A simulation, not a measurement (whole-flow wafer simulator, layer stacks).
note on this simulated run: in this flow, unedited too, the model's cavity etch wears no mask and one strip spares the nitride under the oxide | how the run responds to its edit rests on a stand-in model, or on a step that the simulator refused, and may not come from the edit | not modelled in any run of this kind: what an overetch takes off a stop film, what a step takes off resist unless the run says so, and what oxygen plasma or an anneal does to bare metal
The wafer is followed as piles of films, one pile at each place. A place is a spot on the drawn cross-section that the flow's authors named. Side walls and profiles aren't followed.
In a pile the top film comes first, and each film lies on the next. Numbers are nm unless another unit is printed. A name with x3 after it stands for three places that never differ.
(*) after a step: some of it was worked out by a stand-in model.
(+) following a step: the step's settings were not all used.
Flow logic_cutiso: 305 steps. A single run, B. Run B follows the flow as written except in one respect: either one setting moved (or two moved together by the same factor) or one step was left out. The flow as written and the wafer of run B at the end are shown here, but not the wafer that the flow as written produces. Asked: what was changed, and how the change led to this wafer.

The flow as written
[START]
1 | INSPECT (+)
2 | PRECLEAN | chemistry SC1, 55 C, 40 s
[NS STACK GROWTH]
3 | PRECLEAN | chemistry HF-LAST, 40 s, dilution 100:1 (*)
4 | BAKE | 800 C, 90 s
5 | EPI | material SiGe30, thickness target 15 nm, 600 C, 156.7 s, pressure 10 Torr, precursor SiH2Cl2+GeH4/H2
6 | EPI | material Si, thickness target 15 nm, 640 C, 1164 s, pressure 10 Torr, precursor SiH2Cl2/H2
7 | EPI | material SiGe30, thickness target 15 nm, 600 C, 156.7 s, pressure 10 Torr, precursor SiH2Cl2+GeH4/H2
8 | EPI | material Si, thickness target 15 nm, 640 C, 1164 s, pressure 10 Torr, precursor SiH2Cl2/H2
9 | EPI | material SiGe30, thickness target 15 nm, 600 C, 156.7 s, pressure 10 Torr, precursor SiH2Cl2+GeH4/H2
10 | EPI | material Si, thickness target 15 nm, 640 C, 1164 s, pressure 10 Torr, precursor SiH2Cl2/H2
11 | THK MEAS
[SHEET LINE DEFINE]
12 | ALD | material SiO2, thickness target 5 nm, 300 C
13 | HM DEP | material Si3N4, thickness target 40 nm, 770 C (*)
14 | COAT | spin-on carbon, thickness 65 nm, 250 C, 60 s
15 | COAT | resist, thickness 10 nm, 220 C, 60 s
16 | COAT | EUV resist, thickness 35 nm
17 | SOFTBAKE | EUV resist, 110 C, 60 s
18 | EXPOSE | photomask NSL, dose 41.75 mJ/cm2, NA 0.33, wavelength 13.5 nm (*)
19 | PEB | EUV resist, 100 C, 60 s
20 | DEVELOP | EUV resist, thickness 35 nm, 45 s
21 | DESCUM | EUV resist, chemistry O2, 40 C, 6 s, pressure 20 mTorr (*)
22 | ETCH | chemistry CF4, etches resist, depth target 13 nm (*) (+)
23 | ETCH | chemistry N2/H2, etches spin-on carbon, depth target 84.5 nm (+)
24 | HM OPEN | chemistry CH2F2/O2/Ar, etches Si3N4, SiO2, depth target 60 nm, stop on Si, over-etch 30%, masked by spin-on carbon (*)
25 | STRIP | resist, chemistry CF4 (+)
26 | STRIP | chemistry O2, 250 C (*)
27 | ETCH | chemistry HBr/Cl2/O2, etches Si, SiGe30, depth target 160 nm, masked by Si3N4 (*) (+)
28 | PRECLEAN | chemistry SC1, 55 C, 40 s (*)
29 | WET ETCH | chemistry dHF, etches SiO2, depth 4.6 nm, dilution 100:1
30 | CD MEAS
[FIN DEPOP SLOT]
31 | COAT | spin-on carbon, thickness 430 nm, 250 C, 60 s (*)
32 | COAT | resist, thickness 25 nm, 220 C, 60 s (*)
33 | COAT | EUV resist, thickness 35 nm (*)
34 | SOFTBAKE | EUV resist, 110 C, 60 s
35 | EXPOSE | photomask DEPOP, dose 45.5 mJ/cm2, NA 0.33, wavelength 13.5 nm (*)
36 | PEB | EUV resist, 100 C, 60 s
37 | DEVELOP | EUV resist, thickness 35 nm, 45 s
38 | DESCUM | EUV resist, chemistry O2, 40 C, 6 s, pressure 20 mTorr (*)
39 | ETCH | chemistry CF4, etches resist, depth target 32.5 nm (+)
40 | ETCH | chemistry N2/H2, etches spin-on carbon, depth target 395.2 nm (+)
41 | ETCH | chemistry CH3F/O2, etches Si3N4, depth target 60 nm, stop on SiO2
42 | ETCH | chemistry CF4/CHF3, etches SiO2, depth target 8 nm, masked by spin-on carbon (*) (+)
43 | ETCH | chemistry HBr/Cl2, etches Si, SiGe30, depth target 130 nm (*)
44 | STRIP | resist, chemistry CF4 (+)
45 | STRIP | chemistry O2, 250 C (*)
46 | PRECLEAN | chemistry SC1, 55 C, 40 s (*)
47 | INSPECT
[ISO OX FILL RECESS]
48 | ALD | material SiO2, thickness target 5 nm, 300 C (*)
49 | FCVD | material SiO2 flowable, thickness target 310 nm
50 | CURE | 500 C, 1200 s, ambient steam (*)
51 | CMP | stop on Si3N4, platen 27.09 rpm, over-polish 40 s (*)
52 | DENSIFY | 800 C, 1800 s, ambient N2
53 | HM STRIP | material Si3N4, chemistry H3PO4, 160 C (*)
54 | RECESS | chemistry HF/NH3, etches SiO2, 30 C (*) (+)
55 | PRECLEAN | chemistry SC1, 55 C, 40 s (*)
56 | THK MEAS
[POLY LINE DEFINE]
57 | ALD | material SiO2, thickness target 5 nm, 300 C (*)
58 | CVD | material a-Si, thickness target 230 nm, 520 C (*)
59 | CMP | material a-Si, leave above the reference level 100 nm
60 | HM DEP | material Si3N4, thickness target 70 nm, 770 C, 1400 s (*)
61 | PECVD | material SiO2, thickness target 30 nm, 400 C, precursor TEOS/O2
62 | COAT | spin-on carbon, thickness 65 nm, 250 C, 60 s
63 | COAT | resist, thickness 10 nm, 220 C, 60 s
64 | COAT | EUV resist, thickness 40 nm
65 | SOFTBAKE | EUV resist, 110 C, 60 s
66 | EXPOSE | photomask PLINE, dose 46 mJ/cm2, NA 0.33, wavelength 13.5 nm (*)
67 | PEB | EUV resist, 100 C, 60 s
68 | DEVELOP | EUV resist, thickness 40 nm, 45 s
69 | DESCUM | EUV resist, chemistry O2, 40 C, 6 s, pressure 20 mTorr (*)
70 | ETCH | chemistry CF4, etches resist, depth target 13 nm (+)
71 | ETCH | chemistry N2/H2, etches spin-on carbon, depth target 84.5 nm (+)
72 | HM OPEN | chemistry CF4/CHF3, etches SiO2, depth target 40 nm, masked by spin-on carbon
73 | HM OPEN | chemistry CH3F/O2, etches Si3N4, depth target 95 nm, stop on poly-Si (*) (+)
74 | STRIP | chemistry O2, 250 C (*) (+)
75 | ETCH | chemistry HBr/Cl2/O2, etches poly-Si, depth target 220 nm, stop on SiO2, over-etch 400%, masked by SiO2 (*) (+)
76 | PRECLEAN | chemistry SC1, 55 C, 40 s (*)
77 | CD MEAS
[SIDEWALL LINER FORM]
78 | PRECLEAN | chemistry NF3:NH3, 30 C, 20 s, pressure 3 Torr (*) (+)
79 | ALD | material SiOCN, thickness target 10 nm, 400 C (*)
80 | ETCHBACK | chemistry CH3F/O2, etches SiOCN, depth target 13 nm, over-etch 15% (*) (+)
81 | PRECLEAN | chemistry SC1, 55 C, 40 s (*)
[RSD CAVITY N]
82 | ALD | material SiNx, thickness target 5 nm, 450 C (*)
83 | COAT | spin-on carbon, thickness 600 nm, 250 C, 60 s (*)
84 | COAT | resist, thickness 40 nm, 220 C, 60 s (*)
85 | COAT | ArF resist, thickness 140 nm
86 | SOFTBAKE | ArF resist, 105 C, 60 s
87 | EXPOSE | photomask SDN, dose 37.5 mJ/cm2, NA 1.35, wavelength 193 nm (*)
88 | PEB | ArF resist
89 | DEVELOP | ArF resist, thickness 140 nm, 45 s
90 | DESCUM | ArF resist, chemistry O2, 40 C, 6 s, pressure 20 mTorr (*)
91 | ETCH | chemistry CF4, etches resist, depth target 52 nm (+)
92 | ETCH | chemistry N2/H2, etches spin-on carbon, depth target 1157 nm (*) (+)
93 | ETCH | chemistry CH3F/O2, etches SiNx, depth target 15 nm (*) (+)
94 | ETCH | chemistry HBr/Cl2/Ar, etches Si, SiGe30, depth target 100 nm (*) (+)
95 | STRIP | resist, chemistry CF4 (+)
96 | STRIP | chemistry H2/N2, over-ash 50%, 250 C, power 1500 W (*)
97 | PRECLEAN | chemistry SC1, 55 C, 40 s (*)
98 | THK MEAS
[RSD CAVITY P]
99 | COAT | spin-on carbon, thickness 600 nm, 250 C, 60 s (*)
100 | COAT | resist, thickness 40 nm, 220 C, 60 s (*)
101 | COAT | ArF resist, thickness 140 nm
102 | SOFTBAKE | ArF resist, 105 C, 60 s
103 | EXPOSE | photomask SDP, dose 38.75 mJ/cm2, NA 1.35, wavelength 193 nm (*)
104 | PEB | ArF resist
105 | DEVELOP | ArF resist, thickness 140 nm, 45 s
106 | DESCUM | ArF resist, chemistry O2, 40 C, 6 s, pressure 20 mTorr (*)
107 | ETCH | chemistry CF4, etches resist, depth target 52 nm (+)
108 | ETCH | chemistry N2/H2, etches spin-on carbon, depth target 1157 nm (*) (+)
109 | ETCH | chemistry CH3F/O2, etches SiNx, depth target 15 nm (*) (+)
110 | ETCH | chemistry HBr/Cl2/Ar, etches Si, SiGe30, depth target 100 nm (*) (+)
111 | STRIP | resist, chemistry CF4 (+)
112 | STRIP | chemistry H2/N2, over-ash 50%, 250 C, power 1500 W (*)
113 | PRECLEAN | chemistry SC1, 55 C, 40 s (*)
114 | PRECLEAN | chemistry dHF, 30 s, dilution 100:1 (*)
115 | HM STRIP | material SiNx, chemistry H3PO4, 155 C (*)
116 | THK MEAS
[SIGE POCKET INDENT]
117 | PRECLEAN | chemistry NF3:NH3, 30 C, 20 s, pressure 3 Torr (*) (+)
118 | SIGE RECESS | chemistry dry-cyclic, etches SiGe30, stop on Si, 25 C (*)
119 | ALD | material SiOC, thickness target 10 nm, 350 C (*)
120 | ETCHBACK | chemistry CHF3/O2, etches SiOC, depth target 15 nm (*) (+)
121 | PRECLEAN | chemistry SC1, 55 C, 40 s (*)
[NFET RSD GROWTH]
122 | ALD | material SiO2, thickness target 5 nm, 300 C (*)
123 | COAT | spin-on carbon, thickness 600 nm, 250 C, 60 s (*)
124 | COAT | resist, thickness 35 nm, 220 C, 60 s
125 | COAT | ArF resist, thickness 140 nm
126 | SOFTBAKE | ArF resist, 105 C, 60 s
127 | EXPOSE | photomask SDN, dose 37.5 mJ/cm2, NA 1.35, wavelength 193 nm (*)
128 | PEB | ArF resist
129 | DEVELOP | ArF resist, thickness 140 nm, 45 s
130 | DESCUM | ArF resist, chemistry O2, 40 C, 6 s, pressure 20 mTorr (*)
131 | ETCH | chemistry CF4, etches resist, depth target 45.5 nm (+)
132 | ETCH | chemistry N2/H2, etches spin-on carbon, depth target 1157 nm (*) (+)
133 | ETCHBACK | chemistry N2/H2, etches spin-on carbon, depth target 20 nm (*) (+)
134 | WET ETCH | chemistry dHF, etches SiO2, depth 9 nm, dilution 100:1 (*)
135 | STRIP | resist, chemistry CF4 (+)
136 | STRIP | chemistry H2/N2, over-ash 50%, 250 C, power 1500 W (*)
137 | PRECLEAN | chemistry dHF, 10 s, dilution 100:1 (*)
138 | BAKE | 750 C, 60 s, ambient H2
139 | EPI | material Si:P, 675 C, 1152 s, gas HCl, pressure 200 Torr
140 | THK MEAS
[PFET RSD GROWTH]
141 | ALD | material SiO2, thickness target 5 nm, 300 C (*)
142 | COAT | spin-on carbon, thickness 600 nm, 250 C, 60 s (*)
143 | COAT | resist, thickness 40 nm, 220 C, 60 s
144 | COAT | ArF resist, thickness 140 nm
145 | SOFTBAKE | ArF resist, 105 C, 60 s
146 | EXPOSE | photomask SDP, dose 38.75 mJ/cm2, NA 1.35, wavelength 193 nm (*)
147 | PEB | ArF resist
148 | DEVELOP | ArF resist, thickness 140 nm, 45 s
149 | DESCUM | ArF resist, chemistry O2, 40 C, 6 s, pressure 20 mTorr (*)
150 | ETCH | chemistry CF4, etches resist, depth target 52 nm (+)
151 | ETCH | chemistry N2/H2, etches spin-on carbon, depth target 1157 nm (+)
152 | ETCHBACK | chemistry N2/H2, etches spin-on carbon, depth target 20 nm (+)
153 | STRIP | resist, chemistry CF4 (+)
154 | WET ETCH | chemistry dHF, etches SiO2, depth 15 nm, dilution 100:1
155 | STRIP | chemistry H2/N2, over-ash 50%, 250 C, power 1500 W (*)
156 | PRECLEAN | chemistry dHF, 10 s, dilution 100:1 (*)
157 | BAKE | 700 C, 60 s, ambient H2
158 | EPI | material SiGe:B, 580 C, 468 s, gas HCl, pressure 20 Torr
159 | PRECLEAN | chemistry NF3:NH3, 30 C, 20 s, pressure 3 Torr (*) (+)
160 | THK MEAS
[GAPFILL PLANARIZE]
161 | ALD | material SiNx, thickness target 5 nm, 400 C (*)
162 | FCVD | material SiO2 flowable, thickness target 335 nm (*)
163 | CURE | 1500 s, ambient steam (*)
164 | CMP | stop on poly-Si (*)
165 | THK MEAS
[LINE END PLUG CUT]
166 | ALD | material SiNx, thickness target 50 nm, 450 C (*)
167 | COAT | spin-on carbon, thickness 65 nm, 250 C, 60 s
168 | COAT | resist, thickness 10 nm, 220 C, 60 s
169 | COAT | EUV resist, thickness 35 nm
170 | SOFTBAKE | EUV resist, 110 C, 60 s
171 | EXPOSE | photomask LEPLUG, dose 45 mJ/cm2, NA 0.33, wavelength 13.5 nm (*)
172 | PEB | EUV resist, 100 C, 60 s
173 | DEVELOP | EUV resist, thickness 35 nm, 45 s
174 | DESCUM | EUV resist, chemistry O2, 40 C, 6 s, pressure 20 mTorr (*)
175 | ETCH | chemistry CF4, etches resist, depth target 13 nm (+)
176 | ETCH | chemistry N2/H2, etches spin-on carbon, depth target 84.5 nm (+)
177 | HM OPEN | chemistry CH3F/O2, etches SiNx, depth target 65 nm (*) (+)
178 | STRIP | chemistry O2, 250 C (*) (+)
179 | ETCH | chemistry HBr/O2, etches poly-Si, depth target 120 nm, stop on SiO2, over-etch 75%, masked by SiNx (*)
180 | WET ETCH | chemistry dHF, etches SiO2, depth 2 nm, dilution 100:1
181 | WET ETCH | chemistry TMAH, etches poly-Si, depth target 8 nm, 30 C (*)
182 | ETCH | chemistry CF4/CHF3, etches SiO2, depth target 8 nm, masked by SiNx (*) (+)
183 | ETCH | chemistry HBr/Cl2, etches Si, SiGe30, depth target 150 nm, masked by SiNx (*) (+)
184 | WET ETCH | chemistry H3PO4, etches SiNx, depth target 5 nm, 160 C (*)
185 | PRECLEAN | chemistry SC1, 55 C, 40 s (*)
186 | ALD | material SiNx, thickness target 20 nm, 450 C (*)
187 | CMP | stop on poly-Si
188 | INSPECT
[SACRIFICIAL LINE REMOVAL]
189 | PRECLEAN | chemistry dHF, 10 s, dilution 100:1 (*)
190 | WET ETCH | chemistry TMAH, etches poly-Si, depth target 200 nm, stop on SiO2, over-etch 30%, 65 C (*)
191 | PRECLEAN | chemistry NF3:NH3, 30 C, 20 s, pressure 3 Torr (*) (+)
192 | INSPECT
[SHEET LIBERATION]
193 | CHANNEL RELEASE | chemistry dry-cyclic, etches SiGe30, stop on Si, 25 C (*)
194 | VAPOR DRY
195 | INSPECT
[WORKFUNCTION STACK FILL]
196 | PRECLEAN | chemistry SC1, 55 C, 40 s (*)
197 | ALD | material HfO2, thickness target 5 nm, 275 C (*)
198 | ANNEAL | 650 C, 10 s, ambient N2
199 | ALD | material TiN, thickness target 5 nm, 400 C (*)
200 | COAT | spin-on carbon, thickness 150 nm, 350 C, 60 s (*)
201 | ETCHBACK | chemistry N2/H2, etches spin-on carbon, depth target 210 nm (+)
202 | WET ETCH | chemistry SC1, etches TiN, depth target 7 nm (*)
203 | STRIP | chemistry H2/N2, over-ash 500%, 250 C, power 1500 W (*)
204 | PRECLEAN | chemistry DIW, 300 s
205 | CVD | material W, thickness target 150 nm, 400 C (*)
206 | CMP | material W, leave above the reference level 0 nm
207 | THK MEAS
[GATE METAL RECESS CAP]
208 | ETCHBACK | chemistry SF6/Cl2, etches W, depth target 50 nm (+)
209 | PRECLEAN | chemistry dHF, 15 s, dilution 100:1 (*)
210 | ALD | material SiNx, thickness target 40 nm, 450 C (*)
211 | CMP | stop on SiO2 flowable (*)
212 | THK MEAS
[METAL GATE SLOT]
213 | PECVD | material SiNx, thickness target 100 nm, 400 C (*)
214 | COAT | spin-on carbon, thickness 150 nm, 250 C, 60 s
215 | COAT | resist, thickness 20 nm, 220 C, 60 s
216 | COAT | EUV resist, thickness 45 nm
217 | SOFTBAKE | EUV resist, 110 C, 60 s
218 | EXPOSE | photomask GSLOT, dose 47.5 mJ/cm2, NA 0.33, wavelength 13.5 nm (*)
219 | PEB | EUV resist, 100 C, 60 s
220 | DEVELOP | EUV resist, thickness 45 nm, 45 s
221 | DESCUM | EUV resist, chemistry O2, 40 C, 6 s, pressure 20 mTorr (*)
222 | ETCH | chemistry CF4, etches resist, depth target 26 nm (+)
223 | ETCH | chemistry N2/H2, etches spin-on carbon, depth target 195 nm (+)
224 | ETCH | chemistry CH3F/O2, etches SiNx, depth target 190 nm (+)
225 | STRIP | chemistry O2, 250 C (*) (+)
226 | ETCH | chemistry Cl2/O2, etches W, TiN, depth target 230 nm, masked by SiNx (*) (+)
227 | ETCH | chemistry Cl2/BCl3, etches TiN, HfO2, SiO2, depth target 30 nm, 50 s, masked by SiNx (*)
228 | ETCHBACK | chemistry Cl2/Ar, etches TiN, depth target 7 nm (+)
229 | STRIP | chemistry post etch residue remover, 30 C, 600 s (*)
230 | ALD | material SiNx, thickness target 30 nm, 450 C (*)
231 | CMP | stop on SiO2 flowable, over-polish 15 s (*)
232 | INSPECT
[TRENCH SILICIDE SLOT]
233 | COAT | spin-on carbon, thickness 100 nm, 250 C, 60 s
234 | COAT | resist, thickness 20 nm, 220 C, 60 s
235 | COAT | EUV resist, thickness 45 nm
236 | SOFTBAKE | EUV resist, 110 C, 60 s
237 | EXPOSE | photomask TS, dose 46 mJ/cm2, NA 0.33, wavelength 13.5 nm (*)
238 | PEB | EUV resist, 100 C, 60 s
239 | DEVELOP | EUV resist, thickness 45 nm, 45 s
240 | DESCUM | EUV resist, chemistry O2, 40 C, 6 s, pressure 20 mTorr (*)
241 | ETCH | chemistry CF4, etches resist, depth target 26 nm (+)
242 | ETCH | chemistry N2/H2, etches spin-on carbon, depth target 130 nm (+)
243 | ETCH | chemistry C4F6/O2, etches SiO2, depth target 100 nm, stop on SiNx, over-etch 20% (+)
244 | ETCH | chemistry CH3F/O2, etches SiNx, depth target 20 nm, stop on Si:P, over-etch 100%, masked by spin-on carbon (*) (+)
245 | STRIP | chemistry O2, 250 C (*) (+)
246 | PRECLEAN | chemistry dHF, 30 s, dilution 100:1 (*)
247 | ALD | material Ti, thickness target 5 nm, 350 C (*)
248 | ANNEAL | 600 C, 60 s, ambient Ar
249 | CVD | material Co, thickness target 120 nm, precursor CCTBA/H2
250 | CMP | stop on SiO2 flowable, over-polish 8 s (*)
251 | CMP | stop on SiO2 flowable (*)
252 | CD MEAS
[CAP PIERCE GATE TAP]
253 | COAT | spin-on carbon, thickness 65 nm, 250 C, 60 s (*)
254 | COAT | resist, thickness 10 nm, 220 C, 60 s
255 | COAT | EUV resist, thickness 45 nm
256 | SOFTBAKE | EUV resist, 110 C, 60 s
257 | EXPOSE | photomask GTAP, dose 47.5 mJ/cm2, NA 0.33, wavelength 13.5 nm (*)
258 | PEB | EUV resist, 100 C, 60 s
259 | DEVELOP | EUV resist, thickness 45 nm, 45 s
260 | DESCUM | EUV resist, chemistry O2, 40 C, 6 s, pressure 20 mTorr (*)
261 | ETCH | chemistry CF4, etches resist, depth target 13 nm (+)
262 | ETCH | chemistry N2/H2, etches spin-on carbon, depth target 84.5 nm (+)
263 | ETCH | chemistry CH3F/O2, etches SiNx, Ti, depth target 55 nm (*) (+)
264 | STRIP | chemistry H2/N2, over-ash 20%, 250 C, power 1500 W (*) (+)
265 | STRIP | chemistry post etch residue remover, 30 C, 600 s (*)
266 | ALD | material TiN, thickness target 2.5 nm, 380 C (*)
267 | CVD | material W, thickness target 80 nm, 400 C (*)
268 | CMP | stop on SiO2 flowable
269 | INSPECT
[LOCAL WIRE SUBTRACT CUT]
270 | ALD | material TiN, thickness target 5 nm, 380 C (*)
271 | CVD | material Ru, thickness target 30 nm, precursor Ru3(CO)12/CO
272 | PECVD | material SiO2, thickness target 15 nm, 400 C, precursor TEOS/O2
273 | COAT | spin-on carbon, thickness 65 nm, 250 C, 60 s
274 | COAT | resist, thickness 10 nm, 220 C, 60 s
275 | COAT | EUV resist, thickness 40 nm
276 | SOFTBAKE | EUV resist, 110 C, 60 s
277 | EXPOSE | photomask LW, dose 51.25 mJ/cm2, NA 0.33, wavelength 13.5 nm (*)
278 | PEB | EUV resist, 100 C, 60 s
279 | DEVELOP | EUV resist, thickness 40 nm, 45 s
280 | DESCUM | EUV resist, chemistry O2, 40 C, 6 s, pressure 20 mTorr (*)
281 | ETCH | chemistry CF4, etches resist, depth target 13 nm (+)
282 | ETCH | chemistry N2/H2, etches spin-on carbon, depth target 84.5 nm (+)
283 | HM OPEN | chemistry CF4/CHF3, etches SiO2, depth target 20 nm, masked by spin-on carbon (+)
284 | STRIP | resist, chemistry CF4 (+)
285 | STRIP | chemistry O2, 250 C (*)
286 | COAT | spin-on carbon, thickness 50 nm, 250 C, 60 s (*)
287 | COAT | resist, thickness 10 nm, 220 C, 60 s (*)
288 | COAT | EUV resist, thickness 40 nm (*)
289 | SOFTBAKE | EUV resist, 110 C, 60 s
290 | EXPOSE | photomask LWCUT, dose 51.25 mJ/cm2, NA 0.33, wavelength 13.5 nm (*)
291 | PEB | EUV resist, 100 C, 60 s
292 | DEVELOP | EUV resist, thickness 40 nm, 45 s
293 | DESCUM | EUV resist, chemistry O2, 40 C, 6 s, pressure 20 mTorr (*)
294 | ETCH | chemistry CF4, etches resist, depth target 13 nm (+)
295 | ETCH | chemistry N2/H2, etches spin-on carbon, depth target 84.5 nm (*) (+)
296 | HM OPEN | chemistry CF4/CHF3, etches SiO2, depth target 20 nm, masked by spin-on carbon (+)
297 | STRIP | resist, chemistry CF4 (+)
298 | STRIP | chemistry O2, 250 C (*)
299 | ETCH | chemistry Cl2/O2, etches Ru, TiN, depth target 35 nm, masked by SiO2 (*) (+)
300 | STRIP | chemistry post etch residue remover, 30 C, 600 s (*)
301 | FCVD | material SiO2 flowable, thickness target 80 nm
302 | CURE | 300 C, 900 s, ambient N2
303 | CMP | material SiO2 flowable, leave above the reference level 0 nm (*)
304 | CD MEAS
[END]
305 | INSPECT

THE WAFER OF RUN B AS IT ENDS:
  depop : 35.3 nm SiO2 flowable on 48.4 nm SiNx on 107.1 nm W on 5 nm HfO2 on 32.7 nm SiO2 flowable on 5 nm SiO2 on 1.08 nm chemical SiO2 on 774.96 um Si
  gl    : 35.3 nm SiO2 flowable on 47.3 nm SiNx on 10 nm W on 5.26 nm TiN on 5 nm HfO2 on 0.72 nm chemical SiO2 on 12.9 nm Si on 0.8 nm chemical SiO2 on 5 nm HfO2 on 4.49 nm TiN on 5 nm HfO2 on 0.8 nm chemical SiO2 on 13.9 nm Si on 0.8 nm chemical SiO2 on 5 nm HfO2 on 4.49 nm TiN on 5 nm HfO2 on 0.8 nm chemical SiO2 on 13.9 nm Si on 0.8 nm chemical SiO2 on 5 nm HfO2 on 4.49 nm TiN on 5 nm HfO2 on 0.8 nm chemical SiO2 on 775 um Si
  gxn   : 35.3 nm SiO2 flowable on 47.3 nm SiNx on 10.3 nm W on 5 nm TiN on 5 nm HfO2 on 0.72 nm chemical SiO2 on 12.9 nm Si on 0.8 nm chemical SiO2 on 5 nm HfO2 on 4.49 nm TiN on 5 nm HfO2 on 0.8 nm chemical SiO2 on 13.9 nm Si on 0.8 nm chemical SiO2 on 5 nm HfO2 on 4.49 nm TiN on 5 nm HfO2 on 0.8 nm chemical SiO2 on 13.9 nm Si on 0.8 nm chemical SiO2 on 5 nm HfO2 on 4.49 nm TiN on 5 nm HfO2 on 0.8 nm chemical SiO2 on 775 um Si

Cause: step 208, ETCHBACK: depth target 71.2 nm was run, while the flow as written has depth target 50 nm.

The path from the change to this, step by step:
  208 | ETCHBACK | chemistry SF6/Cl2, etches W, depth target 50 nm (+)
      depop, dpovl, gfld and 9 more: -71.2 W (as written it would have been: -50 W)
      iso, rsdn, rsdp, rsdw, rsdx: -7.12 SiO2 flowable (as written it would have been: -5 SiO2 flowable)
      (also at 5 further places)
  210 | ALD | material SiNx, thickness target 40 nm, 450 C (*)
      gfld, gl, glp, gxf, gxn, gxp, tap: +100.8 SiNx (new film) (as written it would have been: +82.6 SiNx (new film))
      plug: +44.8 SiNx (as written it would have been: +42.5 SiNx)
  211 | CMP | stop on SiO2 flowable (*)
      depop, dpovl, isow, ns, nsgap: nothing (as written it would have been: -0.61 SiNx)
      gfld, gl, glp, gxf, gxn, gxp, tap: -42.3 SiNx (as written it would have been: -43.2 SiNx)
      (also at 5 further places)
  224 | ETCH | chemistry CH3F/O2, etches SiNx, depth target 190 nm (+)
      gfld: -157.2 SiNx (all of it), -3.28 W (as written it would have been: -138.1 SiNx (all of it), -5.19 W)
  226 | ETCH | chemistry Cl2/O2, etches W, TiN, depth target 230 nm, masked by SiNx (*) (+)
      depop, dpovl, gl and 18 more: -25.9 SiNx (as written it would have been: -30.8 SiNx)
      gfld: -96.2 W (all of it), -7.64 TiN (all of it), -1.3 HfO2 (as written it would have been: -115.4 W (all of it), -7.64 TiN (all of it), -1.54 HfO2)
  231 | CMP | stop on SiO2 flowable, over-polish 15 s (*)
      gl, glp, gxf, gxn, gxp, plug, tap: -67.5 SiNx (as written it would have been: -62.7 SiNx)
      depop, dpovl, isow, ns, nsgap: -49.1 SiNx (as written it would have been: -62.7 SiNx)
      (also at 10 further places)
  243 | ETCH | chemistry C4F6/O2, etches SiO2, depth target 100 nm, stop on SiNx, over-etch 20% (+)
      rsdn, rsdp, rsdw: -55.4 SiO2 flowable (all of it) (as written it would have been: -57.5 SiO2 flowable (all of it))
  246 | PRECLEAN | chemistry dHF, 30 s, dilution 100:1 (*)
      depop, dpovl, isow, ns, nsgap: -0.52 SiNx (as written it would have been: -1.08 SiNx)
  251 | CMP | stop on SiO2 flowable (*)
      rsdx: -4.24 Ti (as written it would have been: -5 Ti (all of it))
      gfld, gl, glp, gxf, gxn, gxp, plug, tap: -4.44 SiNx (as written it would have been: -5 SiNx)
      (also at 8 further places)
  263 | ETCH | chemistry CH3F/O2, etches SiNx, Ti, depth target 55 nm (*) (+)
      glp, lnrp, lnrt, plug, rsdn, rsdp, rsdw: -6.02 resist (all of it), -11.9 spin-on carbon (as written it would have been: -6.02 resist (all of it), -6.48 spin-on carbon)
      depop, dpovl, gl, isow, ns, nsgap: -6.03 resist (all of it), -11.8 spin-on carbon (as written it would have been: -6.03 resist (all of it), -6.46 spin-on carbon)
      (also at 9 further places)
  264 | STRIP | chemistry H2/N2, over-ash 20%, 250 C, power 1500 W (*) (+)
      gfld, gl, gxf, gxn, gxp, lnr, lnri, lnrp: -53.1 spin-on carbon (all of it) (as written it would have been: -58.4 spin-on carbon (all of it))
      glp, lnrt, plug, rsdn, rsdp, rsdw: -53 spin-on carbon (all of it) (as written it would have been: -58.4 spin-on carbon (all of it))
      (also at 7 further places)
  265 | STRIP | chemistry post etch residue remover, 30 C, 600 s (*)
      rsdx: -0.76 Ti (all of it) (as written it would have been: nothing)
      iso: -1.17 Ti (all of it) (as written it would have been: -0.66 Ti (all of it))
  267 | CVD | material W, thickness target 80 nm, 400 C (*)
      tap: +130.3 W (new film) (as written it would have been: +111.4 W (new film))
  268 | CMP | stop on SiO2 flowable
      depop, dpovl, gfld and 9 more: -80.2 W (all of it), -2.5 TiN (all of it), -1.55 SiNx (as written it would have been: -80.2 W (all of it), -2.5 TiN (all of it), -0.98 SiNx)
      lnr, lnri, lnrp, lnrt: -80 W (all of it), -2.5 TiN (all of it), -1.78 SiOCN (as written it would have been: -80 W (all of it), -2.5 TiN (all of it), -1.22 SiOCN)
      (also at 3 further places)
